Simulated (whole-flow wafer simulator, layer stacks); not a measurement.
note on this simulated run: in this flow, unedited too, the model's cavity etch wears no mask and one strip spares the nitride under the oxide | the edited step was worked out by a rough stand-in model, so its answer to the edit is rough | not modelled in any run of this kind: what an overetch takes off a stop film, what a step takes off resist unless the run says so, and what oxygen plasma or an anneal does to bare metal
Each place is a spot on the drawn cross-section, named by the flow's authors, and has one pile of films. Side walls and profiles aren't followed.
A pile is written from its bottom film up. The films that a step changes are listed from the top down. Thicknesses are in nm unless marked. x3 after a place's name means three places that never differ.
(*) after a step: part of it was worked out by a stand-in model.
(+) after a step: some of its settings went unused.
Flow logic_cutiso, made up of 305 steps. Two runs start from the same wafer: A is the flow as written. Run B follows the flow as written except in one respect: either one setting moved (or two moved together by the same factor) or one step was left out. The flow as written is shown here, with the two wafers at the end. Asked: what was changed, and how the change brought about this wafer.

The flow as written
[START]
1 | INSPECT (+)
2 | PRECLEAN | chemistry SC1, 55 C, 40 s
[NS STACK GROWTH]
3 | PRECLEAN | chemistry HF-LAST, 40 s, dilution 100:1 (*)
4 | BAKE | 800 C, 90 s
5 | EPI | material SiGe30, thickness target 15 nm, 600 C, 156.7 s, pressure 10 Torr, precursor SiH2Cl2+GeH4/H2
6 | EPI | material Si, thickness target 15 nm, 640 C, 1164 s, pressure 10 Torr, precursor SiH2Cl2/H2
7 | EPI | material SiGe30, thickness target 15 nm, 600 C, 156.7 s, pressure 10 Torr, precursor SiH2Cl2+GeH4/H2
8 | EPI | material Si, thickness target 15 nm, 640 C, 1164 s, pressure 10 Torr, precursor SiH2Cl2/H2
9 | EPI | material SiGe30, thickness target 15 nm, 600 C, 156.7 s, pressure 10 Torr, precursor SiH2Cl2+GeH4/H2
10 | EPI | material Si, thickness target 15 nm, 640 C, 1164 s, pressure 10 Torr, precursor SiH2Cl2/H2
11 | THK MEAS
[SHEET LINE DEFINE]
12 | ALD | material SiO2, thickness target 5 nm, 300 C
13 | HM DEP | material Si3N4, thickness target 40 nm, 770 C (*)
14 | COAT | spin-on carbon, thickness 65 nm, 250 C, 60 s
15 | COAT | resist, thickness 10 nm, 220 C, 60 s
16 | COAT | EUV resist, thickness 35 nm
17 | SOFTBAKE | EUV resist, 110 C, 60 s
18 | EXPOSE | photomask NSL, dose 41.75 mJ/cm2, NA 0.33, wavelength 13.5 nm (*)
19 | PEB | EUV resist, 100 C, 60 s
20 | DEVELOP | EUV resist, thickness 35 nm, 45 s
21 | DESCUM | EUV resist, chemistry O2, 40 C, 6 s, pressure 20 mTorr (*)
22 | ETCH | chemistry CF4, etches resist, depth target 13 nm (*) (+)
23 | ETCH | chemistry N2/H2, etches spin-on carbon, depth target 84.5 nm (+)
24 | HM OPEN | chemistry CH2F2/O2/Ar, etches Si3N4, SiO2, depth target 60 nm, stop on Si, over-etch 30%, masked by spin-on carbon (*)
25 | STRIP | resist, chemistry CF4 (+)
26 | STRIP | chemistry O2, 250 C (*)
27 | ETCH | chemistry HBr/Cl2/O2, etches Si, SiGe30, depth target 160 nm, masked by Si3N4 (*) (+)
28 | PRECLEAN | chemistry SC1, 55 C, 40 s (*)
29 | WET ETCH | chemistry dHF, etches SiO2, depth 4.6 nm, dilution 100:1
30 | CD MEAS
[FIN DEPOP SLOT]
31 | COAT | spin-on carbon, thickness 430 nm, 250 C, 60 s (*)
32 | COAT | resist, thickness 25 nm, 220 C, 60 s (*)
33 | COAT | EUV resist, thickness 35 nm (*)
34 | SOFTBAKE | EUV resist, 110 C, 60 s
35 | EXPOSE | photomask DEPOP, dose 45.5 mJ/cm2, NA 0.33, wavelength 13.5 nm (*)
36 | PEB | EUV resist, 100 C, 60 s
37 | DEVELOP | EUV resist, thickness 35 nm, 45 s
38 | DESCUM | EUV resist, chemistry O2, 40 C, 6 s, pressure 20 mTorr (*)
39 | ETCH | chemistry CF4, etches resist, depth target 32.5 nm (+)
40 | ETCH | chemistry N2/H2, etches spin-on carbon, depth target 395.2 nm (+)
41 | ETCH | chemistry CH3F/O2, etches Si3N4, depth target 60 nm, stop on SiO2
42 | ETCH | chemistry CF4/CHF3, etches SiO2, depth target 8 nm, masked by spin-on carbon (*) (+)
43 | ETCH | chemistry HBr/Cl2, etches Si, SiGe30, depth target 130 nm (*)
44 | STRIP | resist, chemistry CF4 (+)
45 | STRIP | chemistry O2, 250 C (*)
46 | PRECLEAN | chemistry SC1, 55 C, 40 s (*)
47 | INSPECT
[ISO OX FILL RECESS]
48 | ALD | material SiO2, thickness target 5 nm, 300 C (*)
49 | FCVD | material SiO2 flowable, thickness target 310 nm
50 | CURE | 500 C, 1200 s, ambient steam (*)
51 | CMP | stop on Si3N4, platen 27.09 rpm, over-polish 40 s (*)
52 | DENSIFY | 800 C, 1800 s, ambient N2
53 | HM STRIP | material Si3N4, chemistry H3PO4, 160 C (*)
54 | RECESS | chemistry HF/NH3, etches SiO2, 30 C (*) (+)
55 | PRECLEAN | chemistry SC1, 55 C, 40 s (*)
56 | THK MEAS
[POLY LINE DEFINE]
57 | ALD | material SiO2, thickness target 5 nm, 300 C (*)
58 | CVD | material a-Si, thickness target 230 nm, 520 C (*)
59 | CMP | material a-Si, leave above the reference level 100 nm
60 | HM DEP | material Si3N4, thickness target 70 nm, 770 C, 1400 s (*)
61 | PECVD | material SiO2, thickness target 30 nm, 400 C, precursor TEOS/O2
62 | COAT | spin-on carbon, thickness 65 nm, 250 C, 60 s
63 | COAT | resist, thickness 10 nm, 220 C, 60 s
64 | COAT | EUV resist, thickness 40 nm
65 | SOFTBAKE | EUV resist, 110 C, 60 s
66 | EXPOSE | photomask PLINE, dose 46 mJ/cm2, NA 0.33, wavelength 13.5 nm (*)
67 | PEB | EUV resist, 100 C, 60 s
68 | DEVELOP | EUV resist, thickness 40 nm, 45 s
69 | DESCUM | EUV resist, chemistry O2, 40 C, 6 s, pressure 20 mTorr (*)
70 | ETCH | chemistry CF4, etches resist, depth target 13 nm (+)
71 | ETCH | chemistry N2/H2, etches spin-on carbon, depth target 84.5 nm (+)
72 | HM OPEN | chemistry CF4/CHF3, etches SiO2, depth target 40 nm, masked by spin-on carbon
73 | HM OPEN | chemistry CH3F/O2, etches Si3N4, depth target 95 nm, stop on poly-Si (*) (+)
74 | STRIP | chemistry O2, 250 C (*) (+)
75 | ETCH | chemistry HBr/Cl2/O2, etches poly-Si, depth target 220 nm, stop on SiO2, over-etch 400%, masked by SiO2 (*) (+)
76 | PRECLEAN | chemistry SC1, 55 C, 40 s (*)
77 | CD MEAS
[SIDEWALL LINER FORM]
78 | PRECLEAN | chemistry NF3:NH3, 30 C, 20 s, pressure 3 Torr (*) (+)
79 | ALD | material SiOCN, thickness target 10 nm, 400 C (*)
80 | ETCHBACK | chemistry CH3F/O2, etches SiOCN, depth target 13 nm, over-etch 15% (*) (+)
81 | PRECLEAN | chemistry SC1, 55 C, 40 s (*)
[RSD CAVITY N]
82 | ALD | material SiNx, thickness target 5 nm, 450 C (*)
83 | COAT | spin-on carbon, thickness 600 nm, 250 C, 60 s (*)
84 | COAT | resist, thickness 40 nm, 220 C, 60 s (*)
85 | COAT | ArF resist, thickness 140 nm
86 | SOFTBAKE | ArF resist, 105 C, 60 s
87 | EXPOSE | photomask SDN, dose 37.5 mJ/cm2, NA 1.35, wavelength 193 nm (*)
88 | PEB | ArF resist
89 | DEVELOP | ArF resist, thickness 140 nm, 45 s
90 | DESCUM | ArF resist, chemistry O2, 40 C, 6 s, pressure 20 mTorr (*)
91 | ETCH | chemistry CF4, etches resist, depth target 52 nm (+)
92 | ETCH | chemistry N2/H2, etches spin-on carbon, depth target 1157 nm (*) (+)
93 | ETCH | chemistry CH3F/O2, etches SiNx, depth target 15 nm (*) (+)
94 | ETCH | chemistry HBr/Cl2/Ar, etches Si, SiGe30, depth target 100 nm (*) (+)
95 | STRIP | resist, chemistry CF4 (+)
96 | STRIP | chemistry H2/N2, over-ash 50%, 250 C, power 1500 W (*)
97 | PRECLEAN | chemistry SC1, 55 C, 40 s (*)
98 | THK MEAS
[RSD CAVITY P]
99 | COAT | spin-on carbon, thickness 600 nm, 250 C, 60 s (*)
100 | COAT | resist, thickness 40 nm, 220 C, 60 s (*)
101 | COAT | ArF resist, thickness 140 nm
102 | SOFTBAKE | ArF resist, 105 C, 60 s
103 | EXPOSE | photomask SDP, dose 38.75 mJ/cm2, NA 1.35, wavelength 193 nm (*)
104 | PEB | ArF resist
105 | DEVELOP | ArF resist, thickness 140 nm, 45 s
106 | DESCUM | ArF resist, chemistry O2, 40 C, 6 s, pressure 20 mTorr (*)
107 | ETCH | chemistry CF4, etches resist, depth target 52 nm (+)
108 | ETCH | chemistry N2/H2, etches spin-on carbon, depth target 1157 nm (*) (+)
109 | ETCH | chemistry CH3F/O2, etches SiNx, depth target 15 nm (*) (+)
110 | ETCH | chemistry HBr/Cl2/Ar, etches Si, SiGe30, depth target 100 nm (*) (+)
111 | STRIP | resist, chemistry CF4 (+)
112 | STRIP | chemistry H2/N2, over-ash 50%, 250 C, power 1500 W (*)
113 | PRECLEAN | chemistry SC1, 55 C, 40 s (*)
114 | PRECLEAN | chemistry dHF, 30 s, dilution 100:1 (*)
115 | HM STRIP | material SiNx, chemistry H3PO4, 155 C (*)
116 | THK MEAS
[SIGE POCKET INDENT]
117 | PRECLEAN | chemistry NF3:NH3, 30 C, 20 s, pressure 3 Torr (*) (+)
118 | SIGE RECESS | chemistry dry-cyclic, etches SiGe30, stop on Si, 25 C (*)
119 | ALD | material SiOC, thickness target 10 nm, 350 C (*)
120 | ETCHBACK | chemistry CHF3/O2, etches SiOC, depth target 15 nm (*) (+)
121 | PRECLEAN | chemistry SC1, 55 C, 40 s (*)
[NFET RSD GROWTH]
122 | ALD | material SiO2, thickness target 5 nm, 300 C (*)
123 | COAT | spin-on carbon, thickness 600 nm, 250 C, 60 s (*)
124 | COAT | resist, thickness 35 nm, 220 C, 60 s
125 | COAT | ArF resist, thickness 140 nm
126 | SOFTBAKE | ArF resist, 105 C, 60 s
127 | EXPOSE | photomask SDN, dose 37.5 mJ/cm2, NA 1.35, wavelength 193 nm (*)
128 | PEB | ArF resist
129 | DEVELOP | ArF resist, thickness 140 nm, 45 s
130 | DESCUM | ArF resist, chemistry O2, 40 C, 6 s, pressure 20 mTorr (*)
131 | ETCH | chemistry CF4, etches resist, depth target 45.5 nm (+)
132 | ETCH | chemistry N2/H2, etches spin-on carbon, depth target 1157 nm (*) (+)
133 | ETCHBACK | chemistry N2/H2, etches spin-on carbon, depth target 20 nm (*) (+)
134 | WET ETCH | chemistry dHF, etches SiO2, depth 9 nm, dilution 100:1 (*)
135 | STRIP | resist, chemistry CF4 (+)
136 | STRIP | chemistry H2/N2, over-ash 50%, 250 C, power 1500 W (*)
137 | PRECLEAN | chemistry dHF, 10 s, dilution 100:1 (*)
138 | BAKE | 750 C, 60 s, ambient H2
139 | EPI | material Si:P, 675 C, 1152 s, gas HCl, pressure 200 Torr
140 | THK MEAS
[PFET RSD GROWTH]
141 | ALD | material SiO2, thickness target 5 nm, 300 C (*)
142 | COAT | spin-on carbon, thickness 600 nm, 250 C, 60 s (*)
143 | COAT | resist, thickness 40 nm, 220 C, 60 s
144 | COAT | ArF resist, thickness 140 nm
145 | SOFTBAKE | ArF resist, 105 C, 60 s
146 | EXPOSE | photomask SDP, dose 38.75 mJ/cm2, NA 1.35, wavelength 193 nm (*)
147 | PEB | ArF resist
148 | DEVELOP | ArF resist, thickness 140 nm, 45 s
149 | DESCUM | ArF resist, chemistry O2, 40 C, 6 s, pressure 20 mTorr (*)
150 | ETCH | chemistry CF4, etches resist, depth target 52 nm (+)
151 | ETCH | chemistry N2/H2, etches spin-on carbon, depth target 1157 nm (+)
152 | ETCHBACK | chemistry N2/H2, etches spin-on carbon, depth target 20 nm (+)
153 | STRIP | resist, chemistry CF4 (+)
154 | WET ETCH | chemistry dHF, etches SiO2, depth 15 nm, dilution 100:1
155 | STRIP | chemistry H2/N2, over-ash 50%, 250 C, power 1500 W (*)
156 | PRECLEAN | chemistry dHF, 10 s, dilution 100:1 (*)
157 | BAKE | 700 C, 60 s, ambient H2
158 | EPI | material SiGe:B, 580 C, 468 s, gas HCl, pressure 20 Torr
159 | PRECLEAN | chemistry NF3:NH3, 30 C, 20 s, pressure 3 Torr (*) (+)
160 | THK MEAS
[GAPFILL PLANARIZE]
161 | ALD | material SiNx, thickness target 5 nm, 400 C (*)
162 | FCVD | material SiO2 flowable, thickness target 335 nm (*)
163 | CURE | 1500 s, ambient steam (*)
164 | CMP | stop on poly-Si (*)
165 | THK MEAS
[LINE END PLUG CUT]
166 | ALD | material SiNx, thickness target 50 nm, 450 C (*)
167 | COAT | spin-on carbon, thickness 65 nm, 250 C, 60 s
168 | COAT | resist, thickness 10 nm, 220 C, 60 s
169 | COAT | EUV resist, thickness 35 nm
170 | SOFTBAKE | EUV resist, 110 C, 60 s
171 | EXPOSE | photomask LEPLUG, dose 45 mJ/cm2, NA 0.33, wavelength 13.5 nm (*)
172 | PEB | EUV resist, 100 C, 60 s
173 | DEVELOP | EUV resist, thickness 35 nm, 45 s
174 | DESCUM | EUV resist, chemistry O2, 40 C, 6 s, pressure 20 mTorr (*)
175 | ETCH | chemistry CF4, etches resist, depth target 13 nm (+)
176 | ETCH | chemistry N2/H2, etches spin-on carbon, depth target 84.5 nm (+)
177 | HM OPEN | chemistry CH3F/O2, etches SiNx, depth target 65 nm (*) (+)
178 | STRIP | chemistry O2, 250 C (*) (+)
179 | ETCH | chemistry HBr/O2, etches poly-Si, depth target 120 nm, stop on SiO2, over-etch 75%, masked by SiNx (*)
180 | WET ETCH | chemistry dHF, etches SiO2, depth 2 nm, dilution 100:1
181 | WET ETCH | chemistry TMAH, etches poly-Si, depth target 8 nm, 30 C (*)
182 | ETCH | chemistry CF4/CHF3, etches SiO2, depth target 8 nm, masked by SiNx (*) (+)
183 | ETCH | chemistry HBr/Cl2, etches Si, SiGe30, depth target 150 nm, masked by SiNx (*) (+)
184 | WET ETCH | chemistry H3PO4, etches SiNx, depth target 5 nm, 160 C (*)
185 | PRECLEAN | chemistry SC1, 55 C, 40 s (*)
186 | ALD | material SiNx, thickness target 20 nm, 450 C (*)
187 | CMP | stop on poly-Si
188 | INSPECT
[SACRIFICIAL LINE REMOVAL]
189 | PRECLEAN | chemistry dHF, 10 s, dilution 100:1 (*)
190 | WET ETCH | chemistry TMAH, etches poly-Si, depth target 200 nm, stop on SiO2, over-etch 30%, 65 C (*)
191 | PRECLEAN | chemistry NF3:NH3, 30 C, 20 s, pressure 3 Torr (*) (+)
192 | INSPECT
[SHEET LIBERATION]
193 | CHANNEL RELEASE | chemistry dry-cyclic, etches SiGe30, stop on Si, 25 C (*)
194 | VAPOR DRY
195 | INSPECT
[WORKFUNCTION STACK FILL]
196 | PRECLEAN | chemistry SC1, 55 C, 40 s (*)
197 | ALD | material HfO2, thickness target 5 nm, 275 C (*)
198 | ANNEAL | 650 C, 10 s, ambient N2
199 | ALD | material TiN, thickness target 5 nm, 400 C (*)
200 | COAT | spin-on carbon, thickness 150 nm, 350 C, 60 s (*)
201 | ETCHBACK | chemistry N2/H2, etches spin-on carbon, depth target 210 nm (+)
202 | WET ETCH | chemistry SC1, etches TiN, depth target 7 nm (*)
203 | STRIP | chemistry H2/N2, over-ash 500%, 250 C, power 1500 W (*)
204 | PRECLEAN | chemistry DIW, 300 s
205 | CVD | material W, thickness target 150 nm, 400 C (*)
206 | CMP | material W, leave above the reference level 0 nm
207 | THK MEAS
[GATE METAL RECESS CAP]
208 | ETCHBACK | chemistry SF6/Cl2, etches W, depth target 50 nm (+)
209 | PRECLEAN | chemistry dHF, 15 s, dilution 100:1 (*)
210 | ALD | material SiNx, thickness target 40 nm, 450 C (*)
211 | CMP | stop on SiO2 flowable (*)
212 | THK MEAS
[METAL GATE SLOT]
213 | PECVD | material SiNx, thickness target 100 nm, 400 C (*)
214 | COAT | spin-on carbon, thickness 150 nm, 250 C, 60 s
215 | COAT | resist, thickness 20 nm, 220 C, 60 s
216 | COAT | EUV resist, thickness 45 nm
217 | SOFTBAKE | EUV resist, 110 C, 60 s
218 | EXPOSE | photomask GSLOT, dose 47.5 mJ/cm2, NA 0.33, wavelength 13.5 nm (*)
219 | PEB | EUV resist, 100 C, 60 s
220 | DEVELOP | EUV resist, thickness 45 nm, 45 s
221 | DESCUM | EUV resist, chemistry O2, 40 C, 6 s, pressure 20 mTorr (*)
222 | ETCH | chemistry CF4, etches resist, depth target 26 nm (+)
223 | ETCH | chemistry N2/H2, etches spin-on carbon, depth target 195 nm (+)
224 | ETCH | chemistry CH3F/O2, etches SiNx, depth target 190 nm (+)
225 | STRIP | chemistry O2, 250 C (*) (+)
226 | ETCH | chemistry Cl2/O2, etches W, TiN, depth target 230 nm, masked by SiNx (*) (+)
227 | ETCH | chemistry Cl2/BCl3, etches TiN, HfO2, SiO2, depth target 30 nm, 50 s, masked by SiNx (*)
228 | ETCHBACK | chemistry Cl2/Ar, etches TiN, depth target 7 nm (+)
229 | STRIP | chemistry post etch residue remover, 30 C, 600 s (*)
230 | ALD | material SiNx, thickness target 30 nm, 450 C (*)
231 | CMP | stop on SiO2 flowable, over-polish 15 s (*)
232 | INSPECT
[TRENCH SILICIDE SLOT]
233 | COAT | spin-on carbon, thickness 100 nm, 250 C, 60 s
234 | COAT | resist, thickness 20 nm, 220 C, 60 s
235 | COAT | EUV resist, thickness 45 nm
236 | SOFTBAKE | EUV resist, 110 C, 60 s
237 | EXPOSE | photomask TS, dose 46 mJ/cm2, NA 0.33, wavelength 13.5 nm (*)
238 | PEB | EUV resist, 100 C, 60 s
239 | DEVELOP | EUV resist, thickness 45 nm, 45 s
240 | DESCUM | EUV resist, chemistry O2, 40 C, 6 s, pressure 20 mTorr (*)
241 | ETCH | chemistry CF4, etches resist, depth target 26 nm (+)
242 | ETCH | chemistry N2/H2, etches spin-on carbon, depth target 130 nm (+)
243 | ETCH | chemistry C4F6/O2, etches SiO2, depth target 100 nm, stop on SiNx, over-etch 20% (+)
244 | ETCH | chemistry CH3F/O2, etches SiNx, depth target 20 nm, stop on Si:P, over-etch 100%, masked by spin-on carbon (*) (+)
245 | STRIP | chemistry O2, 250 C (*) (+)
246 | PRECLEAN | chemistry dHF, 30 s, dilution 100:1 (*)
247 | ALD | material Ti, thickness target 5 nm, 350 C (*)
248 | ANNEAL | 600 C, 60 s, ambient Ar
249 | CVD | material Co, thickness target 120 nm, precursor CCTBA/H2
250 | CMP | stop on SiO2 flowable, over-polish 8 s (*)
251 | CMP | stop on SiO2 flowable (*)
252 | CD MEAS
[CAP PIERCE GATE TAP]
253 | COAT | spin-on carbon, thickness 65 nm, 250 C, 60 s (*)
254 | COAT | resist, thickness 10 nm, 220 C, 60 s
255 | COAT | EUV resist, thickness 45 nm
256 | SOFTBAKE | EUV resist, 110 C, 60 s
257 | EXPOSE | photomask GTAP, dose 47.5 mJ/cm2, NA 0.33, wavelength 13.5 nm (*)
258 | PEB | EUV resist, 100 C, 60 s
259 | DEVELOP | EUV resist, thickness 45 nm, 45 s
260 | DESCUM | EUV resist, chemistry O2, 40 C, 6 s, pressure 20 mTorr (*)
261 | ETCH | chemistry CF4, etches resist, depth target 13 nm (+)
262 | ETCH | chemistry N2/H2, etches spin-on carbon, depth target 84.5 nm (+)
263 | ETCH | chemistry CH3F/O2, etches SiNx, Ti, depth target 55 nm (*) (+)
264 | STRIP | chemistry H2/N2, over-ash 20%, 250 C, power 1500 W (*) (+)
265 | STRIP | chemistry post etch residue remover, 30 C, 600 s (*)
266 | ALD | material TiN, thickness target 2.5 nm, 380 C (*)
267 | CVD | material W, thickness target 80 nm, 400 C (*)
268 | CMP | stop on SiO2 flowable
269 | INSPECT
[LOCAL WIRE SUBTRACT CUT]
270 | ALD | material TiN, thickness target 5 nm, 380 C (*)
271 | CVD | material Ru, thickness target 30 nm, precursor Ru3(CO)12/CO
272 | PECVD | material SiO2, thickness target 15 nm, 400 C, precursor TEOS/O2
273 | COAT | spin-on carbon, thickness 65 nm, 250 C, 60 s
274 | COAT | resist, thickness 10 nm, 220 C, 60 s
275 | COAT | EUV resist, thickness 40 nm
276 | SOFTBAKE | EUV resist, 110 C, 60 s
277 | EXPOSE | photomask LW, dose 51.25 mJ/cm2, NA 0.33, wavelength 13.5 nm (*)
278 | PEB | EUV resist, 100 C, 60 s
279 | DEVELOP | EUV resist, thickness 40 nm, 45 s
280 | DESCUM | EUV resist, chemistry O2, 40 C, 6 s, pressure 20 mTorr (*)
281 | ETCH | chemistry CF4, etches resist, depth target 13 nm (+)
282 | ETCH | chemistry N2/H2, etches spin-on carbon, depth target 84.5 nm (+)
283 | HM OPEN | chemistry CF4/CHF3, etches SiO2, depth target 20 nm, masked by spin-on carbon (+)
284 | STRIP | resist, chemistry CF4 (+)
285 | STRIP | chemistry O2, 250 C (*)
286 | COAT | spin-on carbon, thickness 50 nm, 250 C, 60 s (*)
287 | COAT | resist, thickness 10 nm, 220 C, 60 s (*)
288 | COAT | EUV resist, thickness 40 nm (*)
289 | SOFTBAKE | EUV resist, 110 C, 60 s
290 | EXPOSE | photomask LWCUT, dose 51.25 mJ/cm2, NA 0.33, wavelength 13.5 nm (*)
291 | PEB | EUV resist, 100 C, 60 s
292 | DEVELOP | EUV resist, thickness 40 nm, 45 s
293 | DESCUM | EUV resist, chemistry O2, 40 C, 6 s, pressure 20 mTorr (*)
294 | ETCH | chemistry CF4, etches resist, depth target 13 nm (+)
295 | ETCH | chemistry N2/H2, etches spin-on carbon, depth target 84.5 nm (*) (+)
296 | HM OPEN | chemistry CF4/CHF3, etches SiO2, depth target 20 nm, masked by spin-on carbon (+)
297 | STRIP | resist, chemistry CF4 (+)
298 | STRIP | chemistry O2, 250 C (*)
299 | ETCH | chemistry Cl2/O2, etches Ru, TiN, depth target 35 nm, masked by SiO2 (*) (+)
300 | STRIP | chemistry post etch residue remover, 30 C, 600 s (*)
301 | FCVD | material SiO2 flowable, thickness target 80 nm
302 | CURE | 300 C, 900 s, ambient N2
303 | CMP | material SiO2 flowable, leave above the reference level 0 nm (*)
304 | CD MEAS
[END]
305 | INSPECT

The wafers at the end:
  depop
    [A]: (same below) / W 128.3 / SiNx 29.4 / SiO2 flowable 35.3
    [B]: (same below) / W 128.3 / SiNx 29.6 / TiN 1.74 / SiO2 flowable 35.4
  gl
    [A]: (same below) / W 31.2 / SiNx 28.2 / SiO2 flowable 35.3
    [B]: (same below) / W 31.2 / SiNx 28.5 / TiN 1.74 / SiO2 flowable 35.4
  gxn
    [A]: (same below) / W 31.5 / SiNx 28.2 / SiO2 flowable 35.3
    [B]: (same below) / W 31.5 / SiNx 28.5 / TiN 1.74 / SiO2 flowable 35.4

Cause: step 270, ALD: thickness target 7.1 nm was run, whereas the flow has thickness target 5 nm.

Step by step, how the change led to this:
  270 | ALD | material TiN, thickness target 5 nm, 380 C (*)
      depop, dpovl, gfld and 19 more: A +5 TiN (new film) | B +7.1 TiN (new film)
  299 | ETCH | chemistry Cl2/O2, etches Ru, TiN, depth target 35 nm, masked by SiO2 (*) (+)
      depop, dpovl, gfld and 14 more: A -29.6 Ru (all of it), -5 TiN (all of it) | B -29.6 Ru (all of it), -5.36 TiN
      rsdw: A -29.6 Ru (all of it), -5 TiN (all of it) | B -29.6 Ru (all of it), -5.35 TiN
  301 | FCVD | material SiO2 flowable, thickness target 80 nm
      iso, rsdx: A +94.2 SiO2 flowable | B +94.3 SiO2 flowable (new film)
With metal films that touch counted as one body, depop has 2 bodies (between them, from the top down: SiNx 29.6); the flow as written gives 1 body.
With metal films that touch counted as one body, gl has 5 bodies (between them, from the top down: SiNx 28.5; HfO2 5 / chemical SiO2 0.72 / Si 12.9 / chemical SiO2 0.8 / HfO2 5; HfO2 5 / chemical SiO2 0.8 / Si 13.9 / chemical SiO2 0.8 / HfO2 5; HfO2 5 / chemical SiO2 0.8 / Si 13.9 / chemical SiO2 0.8 / HfO2 5); the flow as written gives 4 bodies (between them, from the top down: HfO2 5 / chemical SiO2 0.72 / Si 12.9 / chemical SiO2 0.8 / HfO2 5; HfO2 5 / chemical SiO2 0.8 / Si 13.9 / chemical SiO2 0.8 / HfO2 5; HfO2 5 / chemical SiO2 0.8 / Si 13.9 / chemical SiO2 0.8 / HfO2 5).
With metal films that touch counted as one body, gxn has 5 bodies (between them, from the top down: SiNx 28.5; HfO2 5 / chemical SiO2 0.72 / Si 12.9 / chemical SiO2 0.8 / HfO2 5; HfO2 5 / chemical SiO2 0.8 / Si 13.9 / chemical SiO2 0.8 / HfO2 5; HfO2 5 / chemical SiO2 0.8 / Si 13.9 / chemical SiO2 0.8 / HfO2 5); the flow as written gives 4 bodies (between them, from the top down: HfO2 5 / chemical SiO2 0.72 / Si 12.9 / chemical SiO2 0.8 / HfO2 5; HfO2 5 / chemical SiO2 0.8 / Si 13.9 / chemical SiO2 0.8 / HfO2 5; HfO2 5 / chemical SiO2 0.8 / Si 13.9 / chemical SiO2 0.8 / HfO2 5).
